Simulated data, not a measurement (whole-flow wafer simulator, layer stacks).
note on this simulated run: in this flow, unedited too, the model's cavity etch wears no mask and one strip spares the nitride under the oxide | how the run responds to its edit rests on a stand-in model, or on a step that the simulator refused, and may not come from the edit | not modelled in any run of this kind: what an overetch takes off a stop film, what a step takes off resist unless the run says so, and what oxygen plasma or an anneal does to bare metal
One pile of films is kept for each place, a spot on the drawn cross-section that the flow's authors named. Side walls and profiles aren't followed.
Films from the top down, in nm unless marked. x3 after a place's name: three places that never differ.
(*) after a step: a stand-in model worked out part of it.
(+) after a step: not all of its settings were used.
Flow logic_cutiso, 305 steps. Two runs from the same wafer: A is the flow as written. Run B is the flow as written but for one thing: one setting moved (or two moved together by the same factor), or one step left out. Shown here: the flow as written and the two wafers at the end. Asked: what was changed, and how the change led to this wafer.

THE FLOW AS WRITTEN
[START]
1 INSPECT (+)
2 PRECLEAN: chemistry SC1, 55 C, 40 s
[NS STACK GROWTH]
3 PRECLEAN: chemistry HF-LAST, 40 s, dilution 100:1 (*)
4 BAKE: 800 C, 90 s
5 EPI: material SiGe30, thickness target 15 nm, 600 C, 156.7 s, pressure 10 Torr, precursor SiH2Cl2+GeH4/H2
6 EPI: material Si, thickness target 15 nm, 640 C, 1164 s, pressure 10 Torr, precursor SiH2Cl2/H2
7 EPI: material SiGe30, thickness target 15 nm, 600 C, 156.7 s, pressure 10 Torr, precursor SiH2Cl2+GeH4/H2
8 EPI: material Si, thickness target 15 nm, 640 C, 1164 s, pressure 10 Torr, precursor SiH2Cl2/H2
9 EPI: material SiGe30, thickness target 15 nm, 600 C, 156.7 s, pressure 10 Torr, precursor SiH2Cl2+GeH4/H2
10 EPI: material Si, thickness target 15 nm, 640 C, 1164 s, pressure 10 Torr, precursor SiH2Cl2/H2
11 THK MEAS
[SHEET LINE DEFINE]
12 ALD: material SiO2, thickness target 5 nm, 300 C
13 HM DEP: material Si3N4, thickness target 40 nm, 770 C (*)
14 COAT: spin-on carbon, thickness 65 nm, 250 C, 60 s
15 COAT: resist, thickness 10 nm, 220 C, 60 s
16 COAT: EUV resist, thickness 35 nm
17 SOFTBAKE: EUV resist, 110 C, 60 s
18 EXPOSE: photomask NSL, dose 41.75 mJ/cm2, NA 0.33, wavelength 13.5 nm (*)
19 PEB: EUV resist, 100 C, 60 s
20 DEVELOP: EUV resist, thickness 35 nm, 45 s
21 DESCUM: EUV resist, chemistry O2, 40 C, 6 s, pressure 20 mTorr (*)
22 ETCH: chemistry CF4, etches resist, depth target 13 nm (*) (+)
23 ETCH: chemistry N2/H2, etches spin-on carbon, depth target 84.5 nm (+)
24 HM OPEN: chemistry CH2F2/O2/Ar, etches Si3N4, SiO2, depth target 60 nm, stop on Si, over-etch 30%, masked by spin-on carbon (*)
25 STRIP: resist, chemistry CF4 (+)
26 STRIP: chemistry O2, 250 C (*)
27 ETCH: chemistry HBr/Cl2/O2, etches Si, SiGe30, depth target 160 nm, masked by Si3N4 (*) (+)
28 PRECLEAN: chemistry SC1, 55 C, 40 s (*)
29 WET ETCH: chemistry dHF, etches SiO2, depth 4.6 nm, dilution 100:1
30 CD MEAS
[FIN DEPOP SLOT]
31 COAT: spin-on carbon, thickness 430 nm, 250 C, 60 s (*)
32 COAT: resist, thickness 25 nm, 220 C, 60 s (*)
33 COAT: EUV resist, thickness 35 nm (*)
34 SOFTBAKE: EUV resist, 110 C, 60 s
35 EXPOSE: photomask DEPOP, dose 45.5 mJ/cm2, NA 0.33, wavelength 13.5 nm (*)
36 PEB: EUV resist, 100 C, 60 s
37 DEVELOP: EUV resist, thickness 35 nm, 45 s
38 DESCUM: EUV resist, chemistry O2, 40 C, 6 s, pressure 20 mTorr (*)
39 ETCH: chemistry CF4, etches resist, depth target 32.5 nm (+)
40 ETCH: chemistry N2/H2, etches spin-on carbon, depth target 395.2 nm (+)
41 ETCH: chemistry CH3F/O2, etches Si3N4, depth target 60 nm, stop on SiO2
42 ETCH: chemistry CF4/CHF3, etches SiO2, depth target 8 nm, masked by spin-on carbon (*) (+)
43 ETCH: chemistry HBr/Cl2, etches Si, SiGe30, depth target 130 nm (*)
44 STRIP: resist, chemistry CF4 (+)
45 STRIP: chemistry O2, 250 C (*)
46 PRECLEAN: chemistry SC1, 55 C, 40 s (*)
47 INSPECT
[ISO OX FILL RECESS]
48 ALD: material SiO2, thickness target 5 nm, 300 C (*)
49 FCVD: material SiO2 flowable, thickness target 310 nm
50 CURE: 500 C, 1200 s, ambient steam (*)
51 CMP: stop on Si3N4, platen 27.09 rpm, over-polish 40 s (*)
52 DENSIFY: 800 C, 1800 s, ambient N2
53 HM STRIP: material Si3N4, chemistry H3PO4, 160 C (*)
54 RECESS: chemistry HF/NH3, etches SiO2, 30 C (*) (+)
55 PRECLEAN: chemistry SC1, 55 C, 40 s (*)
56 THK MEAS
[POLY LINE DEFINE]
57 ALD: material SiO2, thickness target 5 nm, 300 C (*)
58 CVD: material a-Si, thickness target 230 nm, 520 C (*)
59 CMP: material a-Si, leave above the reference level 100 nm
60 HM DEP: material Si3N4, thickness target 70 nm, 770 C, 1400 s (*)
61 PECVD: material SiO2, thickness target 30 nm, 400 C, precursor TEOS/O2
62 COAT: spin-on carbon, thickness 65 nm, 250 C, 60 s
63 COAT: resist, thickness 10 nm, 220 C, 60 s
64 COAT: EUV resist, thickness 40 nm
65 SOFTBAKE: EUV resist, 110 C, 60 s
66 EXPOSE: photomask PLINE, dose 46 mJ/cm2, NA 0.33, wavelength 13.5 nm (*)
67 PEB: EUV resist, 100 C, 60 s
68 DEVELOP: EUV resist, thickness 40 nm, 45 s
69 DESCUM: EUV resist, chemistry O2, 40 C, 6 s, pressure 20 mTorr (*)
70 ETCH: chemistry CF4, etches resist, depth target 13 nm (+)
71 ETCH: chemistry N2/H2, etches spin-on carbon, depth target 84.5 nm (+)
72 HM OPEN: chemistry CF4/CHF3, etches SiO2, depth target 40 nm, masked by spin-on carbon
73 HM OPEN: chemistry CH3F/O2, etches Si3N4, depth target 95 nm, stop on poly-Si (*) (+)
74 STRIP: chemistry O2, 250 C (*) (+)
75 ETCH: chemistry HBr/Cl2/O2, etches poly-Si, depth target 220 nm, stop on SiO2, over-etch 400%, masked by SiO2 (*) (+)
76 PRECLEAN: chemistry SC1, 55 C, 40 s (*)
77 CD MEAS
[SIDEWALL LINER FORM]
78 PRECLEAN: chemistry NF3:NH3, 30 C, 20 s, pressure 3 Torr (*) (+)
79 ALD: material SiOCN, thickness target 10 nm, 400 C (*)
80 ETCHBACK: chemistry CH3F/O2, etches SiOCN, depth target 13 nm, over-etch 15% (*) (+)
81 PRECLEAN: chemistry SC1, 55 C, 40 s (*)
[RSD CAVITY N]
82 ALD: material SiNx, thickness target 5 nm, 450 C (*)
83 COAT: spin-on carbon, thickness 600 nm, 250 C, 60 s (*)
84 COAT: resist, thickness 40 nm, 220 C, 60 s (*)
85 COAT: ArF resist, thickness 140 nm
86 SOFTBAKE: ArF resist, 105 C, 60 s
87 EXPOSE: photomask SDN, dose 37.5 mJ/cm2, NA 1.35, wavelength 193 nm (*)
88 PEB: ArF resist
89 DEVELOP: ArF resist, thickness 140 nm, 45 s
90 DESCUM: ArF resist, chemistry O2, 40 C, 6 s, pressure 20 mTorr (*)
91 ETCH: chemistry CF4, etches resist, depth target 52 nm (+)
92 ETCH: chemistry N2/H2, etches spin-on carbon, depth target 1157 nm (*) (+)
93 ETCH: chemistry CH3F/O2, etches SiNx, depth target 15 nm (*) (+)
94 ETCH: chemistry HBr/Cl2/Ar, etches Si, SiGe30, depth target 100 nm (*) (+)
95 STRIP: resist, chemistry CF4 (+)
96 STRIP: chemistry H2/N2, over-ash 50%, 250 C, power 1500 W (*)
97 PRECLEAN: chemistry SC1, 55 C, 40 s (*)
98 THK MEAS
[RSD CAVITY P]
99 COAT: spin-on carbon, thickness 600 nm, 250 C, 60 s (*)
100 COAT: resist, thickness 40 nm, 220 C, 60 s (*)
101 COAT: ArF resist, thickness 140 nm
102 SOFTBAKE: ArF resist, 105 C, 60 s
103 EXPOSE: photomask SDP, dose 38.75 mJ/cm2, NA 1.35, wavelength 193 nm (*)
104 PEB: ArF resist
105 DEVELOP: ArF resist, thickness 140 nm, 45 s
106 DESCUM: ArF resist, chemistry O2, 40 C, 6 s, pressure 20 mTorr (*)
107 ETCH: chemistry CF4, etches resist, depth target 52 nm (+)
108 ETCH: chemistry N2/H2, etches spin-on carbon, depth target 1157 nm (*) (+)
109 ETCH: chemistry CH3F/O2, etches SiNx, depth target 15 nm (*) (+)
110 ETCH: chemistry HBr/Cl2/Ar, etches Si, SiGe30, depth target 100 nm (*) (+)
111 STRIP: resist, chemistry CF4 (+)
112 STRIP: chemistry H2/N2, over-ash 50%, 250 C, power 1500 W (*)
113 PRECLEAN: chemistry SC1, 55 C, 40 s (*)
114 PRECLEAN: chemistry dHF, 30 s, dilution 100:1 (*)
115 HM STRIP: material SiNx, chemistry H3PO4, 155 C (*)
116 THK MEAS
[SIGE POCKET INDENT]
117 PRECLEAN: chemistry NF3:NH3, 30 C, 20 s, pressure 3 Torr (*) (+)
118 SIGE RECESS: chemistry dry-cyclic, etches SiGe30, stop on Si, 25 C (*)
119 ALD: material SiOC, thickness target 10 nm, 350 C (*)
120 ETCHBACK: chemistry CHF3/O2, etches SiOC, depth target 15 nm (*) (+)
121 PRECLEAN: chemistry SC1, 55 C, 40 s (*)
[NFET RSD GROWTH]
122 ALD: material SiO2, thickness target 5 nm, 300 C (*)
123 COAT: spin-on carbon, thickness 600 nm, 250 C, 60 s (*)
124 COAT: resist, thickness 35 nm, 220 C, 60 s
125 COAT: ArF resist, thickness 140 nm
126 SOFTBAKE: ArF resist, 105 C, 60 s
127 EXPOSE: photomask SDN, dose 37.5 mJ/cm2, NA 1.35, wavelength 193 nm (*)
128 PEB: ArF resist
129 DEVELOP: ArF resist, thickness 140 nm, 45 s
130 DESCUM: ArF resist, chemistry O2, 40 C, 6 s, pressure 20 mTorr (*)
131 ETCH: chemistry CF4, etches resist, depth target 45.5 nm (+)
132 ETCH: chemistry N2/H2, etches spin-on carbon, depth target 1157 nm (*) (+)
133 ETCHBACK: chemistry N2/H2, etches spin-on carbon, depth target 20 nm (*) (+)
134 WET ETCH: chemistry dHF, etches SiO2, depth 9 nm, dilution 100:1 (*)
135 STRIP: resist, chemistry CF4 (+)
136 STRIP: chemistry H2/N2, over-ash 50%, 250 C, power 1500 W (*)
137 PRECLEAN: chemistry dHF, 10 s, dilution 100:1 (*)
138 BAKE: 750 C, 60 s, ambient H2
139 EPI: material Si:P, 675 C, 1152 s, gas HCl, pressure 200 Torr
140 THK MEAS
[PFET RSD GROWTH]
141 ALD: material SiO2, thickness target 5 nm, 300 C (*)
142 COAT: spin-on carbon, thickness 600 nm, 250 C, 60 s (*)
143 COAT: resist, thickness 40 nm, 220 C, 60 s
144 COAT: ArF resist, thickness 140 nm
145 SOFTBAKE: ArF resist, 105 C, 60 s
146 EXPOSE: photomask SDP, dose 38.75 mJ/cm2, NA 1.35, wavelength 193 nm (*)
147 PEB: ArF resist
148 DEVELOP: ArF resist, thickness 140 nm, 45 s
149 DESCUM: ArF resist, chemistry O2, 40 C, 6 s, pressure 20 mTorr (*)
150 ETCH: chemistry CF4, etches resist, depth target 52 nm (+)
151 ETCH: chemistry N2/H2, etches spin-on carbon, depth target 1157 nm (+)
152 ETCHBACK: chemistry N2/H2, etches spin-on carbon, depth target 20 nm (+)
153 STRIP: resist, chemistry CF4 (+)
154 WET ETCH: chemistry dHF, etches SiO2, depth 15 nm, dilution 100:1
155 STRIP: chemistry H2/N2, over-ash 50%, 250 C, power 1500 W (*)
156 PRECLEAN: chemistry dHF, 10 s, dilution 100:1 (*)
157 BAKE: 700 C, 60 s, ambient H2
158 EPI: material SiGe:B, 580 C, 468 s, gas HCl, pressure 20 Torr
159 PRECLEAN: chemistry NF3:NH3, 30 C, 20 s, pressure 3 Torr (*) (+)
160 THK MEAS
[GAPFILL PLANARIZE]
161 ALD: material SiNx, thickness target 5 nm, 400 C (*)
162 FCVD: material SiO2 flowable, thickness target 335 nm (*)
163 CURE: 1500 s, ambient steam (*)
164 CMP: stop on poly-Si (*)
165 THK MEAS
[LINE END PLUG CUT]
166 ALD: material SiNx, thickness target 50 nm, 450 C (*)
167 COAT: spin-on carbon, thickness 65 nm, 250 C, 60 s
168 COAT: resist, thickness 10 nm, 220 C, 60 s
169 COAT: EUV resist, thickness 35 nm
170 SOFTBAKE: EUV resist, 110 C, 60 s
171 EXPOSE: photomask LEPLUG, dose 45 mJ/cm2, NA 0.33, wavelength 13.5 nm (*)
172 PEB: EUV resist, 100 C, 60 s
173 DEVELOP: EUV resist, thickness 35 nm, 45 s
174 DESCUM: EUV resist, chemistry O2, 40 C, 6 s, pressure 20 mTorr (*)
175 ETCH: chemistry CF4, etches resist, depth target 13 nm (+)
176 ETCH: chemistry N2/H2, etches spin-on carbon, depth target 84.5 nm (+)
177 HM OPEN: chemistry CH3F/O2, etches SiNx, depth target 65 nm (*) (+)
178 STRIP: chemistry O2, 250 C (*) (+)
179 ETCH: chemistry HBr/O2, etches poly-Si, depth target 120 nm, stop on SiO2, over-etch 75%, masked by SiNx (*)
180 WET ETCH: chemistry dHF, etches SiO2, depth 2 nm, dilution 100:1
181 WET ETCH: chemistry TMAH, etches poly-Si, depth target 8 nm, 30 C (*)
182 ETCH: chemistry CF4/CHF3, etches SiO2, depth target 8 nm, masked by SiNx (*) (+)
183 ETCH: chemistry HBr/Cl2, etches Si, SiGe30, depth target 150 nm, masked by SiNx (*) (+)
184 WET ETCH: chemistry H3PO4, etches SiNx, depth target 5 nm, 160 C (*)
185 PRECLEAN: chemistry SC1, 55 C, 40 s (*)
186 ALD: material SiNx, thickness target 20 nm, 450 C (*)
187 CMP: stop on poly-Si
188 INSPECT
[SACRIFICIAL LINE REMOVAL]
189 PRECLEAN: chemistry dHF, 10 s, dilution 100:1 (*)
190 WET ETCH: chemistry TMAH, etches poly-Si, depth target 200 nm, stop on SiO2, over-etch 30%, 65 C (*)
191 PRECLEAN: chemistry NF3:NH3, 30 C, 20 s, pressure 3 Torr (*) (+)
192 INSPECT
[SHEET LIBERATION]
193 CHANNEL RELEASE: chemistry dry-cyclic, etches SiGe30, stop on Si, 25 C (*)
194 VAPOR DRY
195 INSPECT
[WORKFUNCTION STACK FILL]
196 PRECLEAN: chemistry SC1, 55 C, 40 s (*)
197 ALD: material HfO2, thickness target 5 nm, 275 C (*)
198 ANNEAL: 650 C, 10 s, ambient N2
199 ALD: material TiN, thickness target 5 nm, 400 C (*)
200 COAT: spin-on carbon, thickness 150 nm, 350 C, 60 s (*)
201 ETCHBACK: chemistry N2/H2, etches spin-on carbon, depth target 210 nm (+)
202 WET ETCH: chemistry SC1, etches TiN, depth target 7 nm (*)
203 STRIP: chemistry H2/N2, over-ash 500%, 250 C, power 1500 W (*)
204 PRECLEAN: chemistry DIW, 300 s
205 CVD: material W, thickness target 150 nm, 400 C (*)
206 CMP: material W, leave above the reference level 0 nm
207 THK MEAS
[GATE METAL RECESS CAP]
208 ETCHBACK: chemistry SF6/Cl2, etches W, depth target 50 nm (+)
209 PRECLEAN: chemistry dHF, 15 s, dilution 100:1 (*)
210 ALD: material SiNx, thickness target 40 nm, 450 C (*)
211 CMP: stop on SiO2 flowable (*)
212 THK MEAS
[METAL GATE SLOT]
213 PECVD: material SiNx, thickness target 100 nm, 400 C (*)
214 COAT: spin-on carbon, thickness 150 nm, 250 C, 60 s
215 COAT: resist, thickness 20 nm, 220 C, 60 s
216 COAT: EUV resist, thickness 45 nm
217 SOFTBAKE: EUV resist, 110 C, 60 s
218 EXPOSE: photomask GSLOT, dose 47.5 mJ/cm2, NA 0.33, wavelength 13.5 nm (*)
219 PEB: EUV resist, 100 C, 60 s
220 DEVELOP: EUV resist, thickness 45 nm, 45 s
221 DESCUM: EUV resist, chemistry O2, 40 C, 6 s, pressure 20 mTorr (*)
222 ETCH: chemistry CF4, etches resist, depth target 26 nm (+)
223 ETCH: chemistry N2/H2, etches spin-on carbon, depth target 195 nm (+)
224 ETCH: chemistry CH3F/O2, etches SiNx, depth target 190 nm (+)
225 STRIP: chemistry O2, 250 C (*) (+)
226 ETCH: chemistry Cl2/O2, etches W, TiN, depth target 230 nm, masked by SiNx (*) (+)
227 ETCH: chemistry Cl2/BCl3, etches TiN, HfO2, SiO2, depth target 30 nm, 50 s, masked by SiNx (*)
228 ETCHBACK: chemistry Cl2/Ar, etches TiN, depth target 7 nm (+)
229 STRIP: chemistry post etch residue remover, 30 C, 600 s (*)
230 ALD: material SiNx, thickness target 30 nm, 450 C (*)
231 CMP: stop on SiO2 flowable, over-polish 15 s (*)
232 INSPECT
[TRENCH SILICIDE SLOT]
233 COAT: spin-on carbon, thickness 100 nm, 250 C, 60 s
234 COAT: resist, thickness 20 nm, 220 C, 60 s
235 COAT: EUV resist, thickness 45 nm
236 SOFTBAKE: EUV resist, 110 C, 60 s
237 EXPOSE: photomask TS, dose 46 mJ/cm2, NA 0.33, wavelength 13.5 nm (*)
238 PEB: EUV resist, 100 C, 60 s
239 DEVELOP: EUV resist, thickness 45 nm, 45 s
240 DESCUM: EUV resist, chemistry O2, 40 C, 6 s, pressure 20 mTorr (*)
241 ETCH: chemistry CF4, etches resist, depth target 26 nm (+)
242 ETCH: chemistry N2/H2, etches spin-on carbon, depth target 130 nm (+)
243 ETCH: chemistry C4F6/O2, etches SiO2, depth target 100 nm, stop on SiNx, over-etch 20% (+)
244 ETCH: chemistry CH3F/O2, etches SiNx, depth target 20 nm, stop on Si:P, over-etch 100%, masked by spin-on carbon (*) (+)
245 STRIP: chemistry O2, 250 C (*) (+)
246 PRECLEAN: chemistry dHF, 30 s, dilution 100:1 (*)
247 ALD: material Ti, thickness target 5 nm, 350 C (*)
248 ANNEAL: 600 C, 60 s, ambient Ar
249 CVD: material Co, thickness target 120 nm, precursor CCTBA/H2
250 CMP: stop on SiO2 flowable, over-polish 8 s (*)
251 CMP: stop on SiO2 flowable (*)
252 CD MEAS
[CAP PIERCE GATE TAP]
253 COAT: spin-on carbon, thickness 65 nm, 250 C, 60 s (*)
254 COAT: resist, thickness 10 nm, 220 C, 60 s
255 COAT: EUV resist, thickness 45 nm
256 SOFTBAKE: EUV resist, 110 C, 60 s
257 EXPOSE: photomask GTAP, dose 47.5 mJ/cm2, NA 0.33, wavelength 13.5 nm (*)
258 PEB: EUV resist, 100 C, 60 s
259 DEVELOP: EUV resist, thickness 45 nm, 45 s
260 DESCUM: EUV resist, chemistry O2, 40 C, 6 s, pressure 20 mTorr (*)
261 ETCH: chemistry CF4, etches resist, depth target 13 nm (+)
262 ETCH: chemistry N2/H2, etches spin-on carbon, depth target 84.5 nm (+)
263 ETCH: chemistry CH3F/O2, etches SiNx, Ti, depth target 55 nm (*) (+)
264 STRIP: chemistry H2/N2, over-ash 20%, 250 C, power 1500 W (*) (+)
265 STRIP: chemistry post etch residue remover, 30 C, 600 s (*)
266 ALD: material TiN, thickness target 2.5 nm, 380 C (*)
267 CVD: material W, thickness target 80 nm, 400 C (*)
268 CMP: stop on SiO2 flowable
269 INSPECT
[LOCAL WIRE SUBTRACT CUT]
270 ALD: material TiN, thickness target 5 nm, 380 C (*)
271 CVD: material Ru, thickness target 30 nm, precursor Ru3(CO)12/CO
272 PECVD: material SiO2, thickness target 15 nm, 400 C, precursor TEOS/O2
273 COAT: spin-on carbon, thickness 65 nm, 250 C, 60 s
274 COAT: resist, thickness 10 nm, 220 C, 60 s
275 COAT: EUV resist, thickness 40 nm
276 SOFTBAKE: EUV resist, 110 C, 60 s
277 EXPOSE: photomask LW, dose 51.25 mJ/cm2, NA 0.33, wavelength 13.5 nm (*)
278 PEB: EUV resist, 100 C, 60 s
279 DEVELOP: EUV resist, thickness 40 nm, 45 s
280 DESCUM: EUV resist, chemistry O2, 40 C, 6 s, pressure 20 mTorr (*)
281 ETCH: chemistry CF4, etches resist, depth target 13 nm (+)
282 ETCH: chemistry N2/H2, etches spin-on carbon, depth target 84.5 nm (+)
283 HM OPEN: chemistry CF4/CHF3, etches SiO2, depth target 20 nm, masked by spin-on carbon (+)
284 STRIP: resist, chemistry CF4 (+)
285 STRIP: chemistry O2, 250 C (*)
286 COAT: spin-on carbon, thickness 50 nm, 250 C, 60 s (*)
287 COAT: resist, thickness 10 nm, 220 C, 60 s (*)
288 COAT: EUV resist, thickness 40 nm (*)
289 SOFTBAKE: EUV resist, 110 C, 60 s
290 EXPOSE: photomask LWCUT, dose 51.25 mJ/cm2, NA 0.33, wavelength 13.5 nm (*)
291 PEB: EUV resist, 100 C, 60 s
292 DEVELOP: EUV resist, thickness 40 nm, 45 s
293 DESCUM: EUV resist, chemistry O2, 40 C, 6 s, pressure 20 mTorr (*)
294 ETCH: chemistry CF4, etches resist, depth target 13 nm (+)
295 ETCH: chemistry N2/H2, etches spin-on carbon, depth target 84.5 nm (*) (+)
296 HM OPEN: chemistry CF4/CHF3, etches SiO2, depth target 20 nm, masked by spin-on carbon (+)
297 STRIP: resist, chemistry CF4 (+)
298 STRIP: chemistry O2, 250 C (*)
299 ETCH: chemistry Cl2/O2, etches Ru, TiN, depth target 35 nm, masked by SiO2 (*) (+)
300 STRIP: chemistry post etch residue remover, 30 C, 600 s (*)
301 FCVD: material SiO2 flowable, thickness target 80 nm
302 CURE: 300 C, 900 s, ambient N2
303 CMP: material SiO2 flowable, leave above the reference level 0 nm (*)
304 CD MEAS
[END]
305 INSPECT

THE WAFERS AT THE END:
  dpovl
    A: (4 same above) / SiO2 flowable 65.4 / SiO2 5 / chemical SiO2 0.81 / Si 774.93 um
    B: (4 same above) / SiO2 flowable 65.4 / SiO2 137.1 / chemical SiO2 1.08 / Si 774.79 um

The cause: step 40, ETCH: depth target 622.4 nm was run, where the flow has depth target 395.2 nm.

How the change led to this, step by step:
  40 ETCH: chemistry N2/H2, etches spin-on carbon, depth target 395.2 nm (+)
      dpovl: A spin-on carbon -395.2 | B spin-on carbon -499.9 (all of it)
      gfld, gl, glp and 17 more: A EUV resist -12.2 (all of it), resist -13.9 | B EUV resist -12.2 (all of it), resist -17.6
      (and at 1 more place)
  41 ETCH: chemistry CH3F/O2, etches Si3N4, depth target 60 nm, stop on SiO2
      dpovl: A spin-on carbon -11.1 | B Si -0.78
      depop: A Si3N4 -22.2 (all of it), SiO2 -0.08 | B Si3N4 -21.1 (all of it), SiO2 -0.08
  42 ETCH: chemistry CF4/CHF3, etches SiO2, depth target 8 nm, masked by spin-on carbon (*) (+)
      dpovl: A spin-on carbon -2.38 | B Si -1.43
      gfld: A resist -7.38 | B resist -4.21 (all of it), spin-on carbon -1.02
      (and at 19 more places)
  43 ETCH: chemistry HBr/Cl2, etches Si, SiGe30, depth target 130 nm (*)
      dpovl: A spin-on carbon -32 | B Si -130
  45 STRIP: chemistry O2, 250 C (*)
      dpovl: A chemical SiO2 +0.82 (new film), spin-on carbon -59.3 (all of it), Si -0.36 | B chemical SiO2 +1.13 (new film), Si -0.5
  48 ALD: material SiO2, thickness target 5 nm, 300 C (*)
      dpovl: A SiO2 +5 (new film) | B SiO2 +137.1 (new film)
  52 DENSIFY: 800 C, 1800 s, ambient N2
      nsgap: A SiO2 flowable -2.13 | B SiO2 flowable -2.84
